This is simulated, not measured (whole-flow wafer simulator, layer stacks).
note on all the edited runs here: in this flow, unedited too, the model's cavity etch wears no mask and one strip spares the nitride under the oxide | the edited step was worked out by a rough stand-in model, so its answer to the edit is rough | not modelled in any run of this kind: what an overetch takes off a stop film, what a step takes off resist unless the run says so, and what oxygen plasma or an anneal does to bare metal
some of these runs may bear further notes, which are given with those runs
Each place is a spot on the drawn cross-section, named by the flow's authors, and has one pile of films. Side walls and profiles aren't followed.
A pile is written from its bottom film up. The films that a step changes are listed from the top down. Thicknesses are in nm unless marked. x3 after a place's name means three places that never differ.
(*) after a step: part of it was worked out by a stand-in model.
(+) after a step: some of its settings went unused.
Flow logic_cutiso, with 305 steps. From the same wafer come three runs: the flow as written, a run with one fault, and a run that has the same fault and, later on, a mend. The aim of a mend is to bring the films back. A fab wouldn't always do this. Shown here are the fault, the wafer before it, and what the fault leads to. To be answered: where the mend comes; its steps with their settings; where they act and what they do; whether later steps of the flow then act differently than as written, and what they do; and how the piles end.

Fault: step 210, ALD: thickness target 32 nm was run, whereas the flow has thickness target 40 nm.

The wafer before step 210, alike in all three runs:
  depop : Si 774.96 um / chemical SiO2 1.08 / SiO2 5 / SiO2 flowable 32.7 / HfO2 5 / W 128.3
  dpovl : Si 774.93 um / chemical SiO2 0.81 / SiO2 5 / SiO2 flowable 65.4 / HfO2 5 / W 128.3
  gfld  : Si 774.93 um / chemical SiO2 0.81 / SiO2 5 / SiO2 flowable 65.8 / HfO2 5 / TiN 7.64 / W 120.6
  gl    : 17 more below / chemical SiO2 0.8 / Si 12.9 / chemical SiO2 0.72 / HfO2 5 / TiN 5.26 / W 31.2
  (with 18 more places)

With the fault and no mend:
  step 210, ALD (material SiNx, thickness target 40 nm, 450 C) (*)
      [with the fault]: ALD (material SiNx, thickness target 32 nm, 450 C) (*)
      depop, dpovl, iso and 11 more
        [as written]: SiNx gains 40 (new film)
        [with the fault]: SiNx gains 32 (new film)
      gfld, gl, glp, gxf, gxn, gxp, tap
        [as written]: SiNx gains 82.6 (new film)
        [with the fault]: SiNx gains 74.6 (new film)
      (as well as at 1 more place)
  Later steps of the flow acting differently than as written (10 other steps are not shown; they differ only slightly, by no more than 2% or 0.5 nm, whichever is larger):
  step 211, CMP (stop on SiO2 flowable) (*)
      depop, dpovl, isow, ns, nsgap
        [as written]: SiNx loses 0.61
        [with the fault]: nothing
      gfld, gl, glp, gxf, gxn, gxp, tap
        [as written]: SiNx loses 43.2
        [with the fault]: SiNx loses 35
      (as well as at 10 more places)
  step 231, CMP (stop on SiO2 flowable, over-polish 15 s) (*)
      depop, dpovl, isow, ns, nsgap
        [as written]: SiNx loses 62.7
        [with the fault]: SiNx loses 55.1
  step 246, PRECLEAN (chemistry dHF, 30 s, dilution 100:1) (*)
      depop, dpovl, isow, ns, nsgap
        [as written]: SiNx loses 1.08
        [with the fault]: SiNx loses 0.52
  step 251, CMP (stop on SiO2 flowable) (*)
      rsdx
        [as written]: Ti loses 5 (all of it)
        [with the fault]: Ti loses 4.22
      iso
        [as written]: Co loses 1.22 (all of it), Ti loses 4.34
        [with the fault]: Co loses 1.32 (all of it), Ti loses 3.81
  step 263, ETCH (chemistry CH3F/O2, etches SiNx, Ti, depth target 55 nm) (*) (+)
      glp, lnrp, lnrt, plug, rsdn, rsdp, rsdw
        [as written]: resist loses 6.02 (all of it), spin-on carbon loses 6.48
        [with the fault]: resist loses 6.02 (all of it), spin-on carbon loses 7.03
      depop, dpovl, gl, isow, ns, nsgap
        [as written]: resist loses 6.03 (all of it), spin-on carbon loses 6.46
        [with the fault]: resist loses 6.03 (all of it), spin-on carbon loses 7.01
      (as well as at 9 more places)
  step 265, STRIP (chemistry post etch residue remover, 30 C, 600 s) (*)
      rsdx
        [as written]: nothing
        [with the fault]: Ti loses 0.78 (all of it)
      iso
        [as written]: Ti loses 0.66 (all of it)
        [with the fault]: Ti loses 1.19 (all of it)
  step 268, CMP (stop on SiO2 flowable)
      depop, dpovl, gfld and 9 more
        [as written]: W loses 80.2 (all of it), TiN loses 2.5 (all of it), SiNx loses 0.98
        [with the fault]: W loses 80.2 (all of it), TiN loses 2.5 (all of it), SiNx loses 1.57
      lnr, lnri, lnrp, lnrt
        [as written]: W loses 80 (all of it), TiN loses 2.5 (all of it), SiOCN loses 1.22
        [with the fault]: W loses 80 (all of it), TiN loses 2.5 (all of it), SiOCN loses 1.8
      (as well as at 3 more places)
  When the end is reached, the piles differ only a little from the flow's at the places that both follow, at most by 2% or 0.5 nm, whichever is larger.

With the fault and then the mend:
  The mend stands after step 210.
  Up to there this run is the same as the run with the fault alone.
  step 210a, ALD (material SiNx, thickness target 8 nm, 450 C) (*) (the flow's step 210, run once more with other settings)
      depop, dpovl, gfld and 19 more
        SiNx gains 8
  Later steps of the flow acting differently than as written:
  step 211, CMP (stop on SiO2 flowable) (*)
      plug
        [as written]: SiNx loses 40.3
        [with the mend]: SiNx loses 39.4
  At every place that both follow, the piles at the end match the flow's.
